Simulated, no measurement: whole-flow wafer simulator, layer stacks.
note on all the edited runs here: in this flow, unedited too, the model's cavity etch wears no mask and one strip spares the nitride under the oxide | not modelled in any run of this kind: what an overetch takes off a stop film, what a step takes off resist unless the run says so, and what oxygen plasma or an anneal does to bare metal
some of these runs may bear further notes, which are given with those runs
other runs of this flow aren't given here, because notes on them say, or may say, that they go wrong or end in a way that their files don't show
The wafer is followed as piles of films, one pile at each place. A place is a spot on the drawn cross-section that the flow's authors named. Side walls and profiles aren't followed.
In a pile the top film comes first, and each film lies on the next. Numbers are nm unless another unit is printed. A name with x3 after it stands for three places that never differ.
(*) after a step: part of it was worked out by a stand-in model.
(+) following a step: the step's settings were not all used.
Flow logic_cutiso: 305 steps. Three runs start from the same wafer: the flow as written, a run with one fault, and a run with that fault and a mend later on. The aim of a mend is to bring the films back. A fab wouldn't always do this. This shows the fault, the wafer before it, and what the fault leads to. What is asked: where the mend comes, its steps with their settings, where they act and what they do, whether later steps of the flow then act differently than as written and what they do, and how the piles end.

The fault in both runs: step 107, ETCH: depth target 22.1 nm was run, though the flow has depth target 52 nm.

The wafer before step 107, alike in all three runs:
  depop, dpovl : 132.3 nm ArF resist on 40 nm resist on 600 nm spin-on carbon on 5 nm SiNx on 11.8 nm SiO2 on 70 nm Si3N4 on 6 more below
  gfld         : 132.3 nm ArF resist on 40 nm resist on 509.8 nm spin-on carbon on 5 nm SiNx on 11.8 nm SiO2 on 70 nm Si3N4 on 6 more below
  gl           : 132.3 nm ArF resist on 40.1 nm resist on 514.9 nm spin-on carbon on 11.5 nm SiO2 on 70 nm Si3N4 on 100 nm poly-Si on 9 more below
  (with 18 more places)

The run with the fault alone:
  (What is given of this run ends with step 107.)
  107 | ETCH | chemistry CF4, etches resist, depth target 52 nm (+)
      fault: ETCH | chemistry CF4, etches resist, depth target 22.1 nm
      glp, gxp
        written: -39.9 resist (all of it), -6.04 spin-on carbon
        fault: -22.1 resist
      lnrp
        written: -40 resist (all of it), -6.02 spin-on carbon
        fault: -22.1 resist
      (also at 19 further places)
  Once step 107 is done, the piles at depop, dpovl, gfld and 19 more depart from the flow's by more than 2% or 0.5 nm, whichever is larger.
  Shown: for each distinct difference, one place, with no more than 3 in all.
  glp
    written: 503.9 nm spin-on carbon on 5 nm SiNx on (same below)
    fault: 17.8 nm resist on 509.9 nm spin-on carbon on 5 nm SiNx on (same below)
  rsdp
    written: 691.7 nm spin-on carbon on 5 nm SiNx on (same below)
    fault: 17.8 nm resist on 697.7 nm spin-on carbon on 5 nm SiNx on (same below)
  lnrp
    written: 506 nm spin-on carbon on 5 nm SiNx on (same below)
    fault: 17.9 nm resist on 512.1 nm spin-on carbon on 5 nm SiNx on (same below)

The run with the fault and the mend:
  The mend follows step 107.
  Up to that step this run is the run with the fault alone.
  107a | ETCH | chemistry CF4, etches resist, depth target 29.9 nm (*) (+) (the flow's step 107, run once more with other settings)
      depop, dpovl, gfld and 14 more
        -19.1 ArF resist
      glp
        -17.8 resist (all of it), -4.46 spin-on carbon
      gxp
        -17.8 resist (all of it), -4.45 spin-on carbon
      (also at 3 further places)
  Steps further on in the flow that do not act as written (2 more steps, not shown, differ only slightly: by at most 2% or 0.5 nm, whichever is larger):
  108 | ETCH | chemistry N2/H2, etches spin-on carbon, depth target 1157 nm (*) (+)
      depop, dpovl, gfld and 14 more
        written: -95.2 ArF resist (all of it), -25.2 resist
        mend: -97.5 ArF resist (all of it), -25.2 resist
  At every place that both follow, the piles at the end match the flow's.
